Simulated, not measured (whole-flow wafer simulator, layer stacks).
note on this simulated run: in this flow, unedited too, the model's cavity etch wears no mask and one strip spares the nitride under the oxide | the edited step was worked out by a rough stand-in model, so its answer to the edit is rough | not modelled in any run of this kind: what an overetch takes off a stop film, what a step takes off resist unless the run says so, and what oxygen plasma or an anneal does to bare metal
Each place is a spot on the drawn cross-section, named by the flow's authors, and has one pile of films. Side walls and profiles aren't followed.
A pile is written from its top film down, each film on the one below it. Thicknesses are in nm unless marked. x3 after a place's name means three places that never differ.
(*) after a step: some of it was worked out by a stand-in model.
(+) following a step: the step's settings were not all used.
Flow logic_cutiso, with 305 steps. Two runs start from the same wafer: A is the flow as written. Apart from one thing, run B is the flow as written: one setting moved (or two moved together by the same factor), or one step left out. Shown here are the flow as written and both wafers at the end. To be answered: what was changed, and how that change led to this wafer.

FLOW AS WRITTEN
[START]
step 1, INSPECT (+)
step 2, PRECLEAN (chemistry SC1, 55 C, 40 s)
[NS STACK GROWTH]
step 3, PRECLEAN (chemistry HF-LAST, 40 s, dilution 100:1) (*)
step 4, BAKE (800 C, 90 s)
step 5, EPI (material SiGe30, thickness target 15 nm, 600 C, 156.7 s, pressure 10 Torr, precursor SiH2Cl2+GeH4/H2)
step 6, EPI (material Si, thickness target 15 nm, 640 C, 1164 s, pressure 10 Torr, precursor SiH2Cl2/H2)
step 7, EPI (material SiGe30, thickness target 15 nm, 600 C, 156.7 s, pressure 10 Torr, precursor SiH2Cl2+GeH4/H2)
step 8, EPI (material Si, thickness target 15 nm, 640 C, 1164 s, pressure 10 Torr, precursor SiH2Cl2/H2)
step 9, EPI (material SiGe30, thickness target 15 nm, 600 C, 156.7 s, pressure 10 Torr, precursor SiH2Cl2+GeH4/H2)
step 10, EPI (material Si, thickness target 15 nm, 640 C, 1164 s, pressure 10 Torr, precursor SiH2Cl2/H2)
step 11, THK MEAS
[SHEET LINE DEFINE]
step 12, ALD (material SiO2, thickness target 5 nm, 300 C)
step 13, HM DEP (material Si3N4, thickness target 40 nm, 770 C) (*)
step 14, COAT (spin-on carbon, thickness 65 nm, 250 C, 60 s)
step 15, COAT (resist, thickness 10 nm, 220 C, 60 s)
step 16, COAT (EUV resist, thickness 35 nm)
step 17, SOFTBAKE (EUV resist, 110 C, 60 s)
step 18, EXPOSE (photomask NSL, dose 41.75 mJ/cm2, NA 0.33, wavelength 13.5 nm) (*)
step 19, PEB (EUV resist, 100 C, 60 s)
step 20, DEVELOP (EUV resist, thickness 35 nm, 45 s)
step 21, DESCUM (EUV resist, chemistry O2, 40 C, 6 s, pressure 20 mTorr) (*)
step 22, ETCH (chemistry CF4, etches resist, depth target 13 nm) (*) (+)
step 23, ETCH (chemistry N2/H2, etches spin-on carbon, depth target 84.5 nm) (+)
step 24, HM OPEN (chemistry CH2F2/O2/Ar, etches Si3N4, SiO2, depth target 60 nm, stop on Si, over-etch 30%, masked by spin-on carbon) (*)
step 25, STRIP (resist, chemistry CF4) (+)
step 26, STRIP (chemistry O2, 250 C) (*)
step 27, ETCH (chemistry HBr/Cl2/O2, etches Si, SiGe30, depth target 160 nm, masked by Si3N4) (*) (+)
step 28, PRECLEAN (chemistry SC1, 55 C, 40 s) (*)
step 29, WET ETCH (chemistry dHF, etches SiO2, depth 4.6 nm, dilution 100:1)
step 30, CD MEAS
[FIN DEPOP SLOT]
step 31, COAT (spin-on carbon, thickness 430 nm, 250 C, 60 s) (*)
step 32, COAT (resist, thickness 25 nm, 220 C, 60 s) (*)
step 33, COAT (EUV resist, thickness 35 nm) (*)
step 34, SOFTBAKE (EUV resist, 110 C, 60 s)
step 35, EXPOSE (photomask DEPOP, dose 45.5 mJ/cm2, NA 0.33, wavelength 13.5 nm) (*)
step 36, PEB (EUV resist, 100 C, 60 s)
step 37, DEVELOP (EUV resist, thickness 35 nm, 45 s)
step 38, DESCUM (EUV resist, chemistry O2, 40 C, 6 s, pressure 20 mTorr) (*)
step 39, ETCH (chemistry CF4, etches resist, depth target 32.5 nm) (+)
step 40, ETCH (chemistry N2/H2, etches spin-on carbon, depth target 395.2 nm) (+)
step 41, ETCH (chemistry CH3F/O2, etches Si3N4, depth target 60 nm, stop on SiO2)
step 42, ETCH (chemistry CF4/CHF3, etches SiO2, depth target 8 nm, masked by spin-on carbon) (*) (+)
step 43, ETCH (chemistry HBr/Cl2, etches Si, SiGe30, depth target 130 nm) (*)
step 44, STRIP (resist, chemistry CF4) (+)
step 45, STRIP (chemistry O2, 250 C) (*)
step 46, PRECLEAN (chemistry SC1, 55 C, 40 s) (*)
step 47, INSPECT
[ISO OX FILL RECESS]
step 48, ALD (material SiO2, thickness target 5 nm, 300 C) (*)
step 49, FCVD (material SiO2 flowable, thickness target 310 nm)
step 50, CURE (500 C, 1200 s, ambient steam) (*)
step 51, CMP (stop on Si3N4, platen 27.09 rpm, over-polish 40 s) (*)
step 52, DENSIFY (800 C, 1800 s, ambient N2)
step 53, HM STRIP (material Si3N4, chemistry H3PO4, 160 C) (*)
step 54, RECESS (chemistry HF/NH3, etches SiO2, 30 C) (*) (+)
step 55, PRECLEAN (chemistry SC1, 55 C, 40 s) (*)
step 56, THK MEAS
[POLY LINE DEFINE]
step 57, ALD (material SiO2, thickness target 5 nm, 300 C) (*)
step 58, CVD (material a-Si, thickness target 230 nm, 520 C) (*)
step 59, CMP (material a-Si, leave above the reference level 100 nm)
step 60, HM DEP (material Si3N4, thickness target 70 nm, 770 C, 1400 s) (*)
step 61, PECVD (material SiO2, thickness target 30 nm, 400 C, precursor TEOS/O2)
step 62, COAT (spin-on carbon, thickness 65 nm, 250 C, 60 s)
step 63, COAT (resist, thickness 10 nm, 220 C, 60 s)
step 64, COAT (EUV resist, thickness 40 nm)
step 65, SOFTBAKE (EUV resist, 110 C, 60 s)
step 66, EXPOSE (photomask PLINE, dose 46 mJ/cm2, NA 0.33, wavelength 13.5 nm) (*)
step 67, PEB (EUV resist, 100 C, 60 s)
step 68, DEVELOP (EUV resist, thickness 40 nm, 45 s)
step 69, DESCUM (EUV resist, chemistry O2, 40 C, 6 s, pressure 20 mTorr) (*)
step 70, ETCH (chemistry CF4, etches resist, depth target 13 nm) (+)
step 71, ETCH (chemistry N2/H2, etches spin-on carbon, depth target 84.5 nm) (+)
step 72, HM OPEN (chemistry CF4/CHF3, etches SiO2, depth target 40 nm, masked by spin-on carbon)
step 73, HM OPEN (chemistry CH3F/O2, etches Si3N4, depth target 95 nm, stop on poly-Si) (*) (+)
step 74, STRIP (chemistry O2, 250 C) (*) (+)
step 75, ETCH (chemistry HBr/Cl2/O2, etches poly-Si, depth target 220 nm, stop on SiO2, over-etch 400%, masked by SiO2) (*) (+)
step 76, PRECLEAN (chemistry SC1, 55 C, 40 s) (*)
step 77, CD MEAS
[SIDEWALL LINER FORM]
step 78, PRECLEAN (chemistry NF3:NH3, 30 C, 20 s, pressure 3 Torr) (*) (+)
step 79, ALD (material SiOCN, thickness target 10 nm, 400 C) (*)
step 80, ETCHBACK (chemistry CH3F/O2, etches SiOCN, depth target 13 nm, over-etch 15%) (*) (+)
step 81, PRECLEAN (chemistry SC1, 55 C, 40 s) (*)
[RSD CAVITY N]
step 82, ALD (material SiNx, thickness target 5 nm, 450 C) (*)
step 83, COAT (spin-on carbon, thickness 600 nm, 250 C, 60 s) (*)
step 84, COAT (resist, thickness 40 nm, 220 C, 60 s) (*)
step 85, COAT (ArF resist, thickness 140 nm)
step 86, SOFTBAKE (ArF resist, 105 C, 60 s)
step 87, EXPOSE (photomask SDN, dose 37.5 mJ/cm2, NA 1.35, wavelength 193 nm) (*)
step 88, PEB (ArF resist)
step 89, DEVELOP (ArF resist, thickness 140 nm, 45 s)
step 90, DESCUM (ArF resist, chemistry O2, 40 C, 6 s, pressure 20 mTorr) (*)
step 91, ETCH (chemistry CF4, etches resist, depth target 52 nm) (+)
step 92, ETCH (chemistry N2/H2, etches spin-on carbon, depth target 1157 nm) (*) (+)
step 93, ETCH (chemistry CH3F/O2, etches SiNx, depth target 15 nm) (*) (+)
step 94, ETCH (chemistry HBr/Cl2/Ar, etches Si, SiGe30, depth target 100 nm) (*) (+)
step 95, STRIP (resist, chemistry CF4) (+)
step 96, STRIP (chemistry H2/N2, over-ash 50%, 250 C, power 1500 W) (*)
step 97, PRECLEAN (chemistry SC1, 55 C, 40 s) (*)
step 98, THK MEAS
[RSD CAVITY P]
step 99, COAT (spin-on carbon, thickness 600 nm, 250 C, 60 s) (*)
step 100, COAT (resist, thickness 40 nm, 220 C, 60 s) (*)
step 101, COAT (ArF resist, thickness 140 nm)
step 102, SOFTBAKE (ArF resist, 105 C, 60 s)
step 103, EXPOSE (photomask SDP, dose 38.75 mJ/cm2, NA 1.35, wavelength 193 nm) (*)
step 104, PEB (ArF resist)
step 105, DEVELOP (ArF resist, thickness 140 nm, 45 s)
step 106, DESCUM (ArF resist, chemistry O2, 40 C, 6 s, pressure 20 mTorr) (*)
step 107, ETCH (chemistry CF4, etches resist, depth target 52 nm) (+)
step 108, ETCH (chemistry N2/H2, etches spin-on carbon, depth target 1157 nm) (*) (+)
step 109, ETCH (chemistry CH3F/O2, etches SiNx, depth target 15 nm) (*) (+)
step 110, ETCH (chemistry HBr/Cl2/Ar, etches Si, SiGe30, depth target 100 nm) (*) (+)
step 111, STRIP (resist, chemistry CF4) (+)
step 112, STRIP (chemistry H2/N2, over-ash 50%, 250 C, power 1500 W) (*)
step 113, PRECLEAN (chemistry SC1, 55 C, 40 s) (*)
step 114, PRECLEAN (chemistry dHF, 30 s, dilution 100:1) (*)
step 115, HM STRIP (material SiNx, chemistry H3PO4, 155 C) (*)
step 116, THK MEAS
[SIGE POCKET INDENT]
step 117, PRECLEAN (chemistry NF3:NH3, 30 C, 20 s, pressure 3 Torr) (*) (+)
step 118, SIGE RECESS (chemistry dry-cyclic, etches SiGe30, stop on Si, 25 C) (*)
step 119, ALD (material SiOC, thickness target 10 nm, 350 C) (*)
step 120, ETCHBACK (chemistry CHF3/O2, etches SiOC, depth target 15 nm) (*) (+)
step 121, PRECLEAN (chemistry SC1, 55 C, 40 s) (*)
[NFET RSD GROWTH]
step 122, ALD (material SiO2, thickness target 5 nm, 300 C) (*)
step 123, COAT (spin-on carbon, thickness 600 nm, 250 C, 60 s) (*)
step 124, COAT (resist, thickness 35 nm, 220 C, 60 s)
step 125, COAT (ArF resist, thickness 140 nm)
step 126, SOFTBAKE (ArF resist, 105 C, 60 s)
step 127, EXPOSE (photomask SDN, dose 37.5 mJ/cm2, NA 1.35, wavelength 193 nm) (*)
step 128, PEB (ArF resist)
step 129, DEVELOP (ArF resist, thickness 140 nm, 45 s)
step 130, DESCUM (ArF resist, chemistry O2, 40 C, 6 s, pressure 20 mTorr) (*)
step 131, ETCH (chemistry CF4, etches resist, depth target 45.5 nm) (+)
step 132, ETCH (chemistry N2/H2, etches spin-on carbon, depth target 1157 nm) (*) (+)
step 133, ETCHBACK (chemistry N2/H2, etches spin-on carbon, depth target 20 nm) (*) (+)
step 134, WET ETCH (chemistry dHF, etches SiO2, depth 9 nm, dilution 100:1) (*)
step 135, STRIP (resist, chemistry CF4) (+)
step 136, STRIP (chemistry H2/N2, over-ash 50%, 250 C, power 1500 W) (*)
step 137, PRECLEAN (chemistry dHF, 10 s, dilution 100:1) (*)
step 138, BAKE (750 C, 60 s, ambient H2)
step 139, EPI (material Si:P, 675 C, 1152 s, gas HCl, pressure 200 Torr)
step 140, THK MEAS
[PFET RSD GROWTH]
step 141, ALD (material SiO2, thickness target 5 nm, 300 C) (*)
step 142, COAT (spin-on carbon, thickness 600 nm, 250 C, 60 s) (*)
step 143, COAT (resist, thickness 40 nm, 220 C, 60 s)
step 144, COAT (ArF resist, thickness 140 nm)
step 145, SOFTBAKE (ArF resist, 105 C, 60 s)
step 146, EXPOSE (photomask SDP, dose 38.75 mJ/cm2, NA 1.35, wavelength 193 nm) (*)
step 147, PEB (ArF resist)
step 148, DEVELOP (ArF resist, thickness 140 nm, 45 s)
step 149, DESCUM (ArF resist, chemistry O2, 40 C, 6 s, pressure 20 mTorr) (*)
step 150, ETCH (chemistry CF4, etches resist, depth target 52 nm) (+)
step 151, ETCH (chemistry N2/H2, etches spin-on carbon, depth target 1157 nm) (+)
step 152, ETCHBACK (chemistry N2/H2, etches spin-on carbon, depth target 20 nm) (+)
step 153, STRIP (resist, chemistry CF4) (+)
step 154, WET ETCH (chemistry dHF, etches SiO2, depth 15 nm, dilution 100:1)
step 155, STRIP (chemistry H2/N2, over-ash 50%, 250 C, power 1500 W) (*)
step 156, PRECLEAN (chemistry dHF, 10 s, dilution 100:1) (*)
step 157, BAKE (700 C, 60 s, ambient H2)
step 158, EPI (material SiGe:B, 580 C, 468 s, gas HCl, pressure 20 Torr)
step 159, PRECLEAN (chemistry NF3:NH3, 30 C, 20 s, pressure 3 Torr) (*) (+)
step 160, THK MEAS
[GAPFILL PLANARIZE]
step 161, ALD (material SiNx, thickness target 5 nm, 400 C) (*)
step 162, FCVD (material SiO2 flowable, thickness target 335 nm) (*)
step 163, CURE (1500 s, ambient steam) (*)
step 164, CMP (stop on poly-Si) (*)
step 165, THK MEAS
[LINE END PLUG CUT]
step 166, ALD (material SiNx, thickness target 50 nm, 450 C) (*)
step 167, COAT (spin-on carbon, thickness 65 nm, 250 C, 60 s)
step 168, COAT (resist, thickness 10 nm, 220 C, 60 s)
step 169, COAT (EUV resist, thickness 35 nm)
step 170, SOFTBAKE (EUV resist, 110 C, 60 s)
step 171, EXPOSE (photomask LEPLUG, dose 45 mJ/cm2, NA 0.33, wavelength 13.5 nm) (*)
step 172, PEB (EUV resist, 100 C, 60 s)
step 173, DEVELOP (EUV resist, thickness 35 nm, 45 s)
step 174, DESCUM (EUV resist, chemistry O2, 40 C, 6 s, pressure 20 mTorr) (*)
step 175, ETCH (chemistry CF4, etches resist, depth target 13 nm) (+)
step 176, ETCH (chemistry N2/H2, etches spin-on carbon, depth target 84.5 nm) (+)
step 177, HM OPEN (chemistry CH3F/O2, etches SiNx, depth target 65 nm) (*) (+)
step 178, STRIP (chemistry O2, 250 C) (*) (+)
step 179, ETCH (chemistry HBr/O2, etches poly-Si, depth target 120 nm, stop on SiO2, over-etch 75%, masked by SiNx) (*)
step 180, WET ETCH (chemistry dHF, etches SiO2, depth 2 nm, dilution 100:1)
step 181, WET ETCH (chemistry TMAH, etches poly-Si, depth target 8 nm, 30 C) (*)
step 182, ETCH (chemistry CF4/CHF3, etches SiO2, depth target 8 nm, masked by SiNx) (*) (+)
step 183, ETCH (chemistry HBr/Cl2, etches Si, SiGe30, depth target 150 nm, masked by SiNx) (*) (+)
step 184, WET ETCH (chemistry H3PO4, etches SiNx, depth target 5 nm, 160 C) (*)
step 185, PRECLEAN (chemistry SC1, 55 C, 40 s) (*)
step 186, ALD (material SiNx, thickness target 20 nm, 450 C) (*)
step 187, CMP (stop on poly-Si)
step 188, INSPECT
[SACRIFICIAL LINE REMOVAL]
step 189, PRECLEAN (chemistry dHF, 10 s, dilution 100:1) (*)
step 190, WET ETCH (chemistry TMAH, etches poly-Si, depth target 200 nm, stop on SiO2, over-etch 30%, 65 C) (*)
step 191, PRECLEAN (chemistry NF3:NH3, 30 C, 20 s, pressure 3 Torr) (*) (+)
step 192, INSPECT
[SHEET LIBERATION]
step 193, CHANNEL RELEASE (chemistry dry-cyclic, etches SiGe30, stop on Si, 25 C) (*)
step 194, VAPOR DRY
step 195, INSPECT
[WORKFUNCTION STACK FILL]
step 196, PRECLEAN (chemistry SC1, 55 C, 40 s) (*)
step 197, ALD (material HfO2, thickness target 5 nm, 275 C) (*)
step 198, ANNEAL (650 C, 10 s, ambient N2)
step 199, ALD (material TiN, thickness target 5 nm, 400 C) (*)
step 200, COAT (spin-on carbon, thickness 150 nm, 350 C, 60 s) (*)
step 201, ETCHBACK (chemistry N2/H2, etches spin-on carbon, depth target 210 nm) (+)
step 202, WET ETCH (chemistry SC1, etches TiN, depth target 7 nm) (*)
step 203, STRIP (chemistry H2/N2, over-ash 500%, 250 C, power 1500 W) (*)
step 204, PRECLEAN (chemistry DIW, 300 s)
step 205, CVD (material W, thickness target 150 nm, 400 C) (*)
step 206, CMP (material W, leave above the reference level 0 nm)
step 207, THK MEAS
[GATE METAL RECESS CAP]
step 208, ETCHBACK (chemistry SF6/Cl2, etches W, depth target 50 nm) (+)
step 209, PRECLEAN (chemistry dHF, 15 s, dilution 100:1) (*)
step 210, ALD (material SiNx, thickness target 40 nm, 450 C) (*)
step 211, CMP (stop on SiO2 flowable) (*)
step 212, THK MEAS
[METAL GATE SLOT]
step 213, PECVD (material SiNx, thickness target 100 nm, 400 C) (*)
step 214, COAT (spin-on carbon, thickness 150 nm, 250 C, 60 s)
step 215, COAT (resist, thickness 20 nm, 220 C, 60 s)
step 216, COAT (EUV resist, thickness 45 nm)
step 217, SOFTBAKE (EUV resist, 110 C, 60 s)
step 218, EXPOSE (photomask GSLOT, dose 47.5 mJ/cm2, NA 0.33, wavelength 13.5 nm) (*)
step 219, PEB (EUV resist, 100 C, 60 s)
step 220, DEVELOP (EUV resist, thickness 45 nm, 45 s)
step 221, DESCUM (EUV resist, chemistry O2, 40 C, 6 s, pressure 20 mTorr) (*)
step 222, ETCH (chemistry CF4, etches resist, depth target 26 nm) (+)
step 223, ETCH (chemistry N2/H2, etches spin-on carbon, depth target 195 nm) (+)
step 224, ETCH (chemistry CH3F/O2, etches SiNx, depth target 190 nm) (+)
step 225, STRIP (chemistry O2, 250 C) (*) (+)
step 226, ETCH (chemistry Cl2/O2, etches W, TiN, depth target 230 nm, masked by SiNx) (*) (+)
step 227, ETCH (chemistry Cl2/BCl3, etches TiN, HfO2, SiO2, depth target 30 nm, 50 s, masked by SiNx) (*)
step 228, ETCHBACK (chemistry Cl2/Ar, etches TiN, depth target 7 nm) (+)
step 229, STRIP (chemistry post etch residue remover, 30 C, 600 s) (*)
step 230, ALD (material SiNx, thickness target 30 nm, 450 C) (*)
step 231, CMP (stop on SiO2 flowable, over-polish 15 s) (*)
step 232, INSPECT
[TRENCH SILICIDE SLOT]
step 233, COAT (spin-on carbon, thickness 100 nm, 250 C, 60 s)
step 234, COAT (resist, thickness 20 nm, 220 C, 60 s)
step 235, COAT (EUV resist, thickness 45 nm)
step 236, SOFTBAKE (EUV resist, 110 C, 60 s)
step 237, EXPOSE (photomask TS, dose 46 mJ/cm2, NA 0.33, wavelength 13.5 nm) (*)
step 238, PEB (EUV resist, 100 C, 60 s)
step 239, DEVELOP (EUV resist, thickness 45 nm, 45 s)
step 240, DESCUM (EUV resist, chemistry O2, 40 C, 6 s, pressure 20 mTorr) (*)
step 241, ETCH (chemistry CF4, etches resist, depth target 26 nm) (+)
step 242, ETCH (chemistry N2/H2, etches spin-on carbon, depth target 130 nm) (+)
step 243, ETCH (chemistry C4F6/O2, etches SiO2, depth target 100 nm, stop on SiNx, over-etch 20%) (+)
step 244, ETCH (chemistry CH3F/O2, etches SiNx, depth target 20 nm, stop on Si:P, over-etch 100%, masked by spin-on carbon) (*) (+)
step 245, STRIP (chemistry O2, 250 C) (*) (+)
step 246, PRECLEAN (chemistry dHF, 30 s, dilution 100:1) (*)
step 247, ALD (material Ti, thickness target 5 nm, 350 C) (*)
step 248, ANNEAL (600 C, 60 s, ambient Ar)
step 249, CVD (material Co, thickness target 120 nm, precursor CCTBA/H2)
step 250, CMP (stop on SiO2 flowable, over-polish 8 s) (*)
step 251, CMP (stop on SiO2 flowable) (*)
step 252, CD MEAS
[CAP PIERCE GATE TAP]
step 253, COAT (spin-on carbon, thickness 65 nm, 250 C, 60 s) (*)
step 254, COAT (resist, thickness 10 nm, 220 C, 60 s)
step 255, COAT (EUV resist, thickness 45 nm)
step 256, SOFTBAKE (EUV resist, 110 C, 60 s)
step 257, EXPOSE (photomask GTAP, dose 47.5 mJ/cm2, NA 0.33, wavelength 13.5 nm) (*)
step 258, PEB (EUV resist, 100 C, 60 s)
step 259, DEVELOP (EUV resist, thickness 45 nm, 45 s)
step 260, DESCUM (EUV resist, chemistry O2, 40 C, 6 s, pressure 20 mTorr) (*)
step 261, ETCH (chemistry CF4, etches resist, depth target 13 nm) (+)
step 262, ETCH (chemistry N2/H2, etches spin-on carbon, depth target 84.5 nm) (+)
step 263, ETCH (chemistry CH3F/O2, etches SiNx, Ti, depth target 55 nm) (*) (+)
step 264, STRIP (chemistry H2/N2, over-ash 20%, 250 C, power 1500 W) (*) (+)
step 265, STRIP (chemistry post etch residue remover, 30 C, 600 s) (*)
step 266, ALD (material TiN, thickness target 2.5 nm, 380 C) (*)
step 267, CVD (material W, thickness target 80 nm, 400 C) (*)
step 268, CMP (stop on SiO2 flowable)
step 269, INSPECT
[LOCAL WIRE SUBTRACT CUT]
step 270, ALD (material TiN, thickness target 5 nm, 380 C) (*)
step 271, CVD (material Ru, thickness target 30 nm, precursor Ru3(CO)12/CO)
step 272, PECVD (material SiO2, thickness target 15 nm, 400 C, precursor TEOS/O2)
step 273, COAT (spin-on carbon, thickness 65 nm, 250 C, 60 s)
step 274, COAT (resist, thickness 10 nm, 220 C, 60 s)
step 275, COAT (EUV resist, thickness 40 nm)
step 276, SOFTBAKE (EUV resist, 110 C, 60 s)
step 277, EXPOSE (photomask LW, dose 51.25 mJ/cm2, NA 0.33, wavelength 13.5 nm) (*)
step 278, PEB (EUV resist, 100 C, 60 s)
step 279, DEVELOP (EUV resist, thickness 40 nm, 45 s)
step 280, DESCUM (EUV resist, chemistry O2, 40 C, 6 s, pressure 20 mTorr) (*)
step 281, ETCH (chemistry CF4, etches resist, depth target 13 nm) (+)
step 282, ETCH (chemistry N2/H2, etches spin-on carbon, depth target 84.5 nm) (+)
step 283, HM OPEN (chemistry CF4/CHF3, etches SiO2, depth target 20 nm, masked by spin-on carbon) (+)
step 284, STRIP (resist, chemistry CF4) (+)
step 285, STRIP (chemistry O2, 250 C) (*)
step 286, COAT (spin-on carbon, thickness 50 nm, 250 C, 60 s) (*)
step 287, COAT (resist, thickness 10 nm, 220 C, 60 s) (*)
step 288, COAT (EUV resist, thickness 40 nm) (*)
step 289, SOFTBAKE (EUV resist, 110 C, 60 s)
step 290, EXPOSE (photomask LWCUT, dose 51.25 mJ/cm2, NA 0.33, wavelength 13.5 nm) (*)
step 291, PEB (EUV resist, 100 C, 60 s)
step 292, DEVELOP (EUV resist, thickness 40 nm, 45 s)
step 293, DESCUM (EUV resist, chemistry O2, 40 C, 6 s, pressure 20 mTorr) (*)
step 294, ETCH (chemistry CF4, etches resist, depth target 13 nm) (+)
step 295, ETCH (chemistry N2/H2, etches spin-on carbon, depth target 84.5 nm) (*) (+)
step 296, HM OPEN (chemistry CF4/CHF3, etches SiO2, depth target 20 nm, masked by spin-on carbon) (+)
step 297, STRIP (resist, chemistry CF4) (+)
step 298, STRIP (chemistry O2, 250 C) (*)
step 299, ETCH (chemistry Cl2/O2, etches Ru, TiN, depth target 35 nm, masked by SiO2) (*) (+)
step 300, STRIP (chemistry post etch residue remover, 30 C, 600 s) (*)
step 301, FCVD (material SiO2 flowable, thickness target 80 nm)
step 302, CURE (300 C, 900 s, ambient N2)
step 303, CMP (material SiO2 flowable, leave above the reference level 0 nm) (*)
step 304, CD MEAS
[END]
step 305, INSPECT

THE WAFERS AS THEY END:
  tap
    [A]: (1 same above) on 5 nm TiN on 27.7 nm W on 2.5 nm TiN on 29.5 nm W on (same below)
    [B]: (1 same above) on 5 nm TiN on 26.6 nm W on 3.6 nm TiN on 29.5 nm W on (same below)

Cause: step 266, ALD: thickness target 3.6 nm was run, though the flow has thickness target 2.5 nm.
The wafer itself shows it: tap has TiN 3.6, and step 266 as written asks for 2.5 nm.

The path from the change to this, step by step:
  step 266, ALD (material TiN, thickness target 2.5 nm, 380 C) (*)
      depop, dpovl, gfld and 19 more: A TiN gains 2.5 (new film) | B TiN gains 3.6 (new film)
  step 268, CMP (stop on SiO2 flowable)
      depop, dpovl, gfld and 9 more: A W loses 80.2 (all of it), TiN loses 2.5 (all of it), SiNx loses 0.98 | B W loses 80.2 (all of it), TiN loses 3.6 (all of it), SiNx loses 0.98
      lnr, lnri, lnrp, lnrt: A W loses 80 (all of it), TiN loses 2.5 (all of it), SiOCN loses 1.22 | B W loses 80 (all of it), TiN loses 3.6 (all of it), SiOCN loses 1.22
      (and at 5 other places as well)
